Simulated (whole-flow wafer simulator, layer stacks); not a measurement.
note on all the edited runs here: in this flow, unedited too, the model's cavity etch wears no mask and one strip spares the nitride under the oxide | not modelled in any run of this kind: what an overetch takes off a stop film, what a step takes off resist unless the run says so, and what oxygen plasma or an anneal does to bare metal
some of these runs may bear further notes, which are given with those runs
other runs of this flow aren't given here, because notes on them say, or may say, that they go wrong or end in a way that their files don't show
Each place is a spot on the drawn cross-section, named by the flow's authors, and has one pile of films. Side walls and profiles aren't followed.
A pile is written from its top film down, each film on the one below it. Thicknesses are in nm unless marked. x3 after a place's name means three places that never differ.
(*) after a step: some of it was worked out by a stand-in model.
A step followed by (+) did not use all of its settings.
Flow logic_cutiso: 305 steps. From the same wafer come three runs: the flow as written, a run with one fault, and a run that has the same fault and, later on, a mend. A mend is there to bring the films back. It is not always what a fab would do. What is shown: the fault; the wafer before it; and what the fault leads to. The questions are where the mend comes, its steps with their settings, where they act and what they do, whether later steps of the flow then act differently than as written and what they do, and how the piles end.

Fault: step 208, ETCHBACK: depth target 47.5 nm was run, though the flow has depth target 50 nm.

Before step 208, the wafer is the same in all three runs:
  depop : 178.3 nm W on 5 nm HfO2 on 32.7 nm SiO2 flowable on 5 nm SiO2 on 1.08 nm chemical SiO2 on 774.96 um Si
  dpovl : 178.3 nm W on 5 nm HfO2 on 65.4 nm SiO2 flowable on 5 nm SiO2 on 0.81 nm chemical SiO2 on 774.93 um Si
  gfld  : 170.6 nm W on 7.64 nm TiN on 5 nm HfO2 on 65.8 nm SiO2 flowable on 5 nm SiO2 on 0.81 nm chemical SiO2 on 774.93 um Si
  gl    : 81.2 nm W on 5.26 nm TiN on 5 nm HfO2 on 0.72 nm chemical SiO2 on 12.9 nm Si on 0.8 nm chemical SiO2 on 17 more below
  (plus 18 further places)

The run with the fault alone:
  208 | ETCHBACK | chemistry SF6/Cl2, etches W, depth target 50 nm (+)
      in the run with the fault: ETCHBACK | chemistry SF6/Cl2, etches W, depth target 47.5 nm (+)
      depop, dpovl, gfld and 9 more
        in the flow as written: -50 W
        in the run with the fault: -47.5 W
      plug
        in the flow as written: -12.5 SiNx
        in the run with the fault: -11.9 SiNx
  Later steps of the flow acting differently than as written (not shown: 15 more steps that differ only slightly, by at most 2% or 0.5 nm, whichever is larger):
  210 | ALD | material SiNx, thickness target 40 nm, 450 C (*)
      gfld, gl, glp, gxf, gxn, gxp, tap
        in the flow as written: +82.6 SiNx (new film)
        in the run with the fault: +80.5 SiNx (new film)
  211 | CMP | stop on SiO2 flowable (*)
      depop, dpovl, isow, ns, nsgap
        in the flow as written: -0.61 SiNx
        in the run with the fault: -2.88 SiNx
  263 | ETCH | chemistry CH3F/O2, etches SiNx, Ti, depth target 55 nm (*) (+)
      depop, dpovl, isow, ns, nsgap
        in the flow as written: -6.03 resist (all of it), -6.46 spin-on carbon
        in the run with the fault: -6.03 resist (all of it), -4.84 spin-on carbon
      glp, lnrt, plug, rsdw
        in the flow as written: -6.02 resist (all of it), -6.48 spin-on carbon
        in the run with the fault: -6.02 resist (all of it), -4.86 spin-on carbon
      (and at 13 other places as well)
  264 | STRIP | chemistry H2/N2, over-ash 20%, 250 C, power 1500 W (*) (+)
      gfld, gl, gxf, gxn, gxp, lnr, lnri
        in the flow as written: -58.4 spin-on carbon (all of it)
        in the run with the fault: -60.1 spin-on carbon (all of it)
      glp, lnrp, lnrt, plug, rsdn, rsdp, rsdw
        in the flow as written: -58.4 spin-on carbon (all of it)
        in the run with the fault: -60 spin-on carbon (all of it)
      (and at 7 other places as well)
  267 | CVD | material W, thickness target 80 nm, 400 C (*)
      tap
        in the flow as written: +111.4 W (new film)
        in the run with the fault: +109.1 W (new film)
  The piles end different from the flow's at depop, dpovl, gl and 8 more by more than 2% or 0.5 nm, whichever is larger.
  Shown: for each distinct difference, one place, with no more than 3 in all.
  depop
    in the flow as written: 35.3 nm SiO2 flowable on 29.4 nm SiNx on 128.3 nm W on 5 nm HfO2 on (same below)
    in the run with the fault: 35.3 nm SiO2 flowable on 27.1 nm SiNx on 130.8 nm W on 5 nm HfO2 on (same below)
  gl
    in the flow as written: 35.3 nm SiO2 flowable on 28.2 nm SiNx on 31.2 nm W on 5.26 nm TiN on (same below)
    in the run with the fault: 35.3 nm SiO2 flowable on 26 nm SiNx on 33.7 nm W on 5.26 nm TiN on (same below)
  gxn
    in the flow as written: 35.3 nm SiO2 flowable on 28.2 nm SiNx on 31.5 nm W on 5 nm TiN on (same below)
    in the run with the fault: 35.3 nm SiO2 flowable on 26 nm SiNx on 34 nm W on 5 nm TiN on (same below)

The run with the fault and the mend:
  After step 208 comes the mend.
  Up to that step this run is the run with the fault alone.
  208a | ETCHBACK | chemistry SF6/Cl2, etches W, depth target 2.5 nm (+) (the flow's step 208, run once more with other settings)
      depop, dpovl, gfld and 9 more
        -2.5 W
      iso, rsdn, rsdp, rsdw, rsdx
        -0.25 SiO2 flowable
      lnr, lnri, lnrp, lnrt
        -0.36 SiOCN
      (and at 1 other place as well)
  Every later step of the flow that is run acts as written at every place that is followed.
  By the end, the piles equal the flow's at every place that both follow.
